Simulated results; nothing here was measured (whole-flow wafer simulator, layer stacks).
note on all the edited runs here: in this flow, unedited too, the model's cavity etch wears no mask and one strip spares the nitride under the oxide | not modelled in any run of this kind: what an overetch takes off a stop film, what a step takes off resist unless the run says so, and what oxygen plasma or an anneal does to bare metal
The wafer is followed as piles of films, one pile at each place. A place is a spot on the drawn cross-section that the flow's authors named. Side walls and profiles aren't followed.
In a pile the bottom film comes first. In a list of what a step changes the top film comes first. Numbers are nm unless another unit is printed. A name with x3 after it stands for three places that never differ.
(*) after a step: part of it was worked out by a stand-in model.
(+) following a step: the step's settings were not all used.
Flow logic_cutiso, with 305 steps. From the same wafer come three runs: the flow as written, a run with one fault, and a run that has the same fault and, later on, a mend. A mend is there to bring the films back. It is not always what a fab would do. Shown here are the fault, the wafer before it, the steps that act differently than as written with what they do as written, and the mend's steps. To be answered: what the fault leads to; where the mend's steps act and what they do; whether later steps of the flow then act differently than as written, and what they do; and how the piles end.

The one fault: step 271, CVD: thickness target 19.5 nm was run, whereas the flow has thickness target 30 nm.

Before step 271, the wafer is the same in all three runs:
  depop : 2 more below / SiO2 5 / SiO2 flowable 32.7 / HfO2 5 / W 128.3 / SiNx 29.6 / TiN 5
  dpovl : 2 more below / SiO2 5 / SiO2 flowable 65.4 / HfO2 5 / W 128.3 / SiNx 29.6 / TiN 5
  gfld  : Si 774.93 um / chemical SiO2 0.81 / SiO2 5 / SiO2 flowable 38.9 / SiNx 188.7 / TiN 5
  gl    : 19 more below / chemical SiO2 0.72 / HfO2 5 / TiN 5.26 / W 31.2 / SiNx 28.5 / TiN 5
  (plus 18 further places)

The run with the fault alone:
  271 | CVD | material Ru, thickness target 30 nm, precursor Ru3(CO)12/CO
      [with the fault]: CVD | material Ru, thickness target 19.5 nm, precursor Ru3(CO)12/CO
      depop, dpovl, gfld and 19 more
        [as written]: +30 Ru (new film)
        [with the fault]: +19.5 Ru (new film)
  Steps later in the flow that act otherwise than as written:
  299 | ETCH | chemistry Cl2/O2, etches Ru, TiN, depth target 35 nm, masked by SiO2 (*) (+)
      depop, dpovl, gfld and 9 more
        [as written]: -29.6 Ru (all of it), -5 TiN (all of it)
        [with the fault]: -19.1 Ru (all of it), -5 TiN (all of it), -0.72 SiNx
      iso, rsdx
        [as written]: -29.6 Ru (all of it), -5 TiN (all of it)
        [with the fault]: -19.1 Ru (all of it), -5 TiN (all of it), -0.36 SiO2 flowable
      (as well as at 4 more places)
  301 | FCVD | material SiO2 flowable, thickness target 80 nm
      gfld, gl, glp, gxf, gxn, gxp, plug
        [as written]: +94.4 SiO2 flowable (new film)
        [with the fault]: +91.8 SiO2 flowable (new film)
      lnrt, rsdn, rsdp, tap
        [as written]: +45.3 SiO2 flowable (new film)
        [with the fault]: +52.5 SiO2 flowable (new film)
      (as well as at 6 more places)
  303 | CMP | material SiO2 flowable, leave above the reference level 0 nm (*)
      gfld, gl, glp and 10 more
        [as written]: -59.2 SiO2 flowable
        [with the fault]: -66.3 SiO2 flowable
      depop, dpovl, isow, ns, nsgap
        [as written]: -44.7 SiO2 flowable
        [with the fault]: -54.5 SiO2 flowable
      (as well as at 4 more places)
  At depop, dpovl, gfld and 19 more, the piles at the end differ from the flow's by more than 2% or 0.5 nm, whichever is larger.
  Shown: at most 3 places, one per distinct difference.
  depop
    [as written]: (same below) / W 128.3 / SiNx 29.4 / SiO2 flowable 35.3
    [with the fault]: (same below) / W 128.3 / SiNx 28.7 / SiO2 flowable 25.5
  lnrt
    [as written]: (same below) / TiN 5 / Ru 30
    [with the fault]: (same below) / TiN 5 / Ru 19.5
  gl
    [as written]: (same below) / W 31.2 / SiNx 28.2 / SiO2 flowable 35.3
    [with the fault]: (same below) / W 31.2 / SiNx 27.5 / SiO2 flowable 25.5

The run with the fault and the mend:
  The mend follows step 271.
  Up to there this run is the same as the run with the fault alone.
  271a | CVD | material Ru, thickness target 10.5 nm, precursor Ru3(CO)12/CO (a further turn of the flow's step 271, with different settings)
      depop, dpovl, gfld and 19 more
        +10.5 Ru
  Every later step of the flow that is run acts as written at every place that is followed.
  The piles end the same as the flow's at every place that both follow.
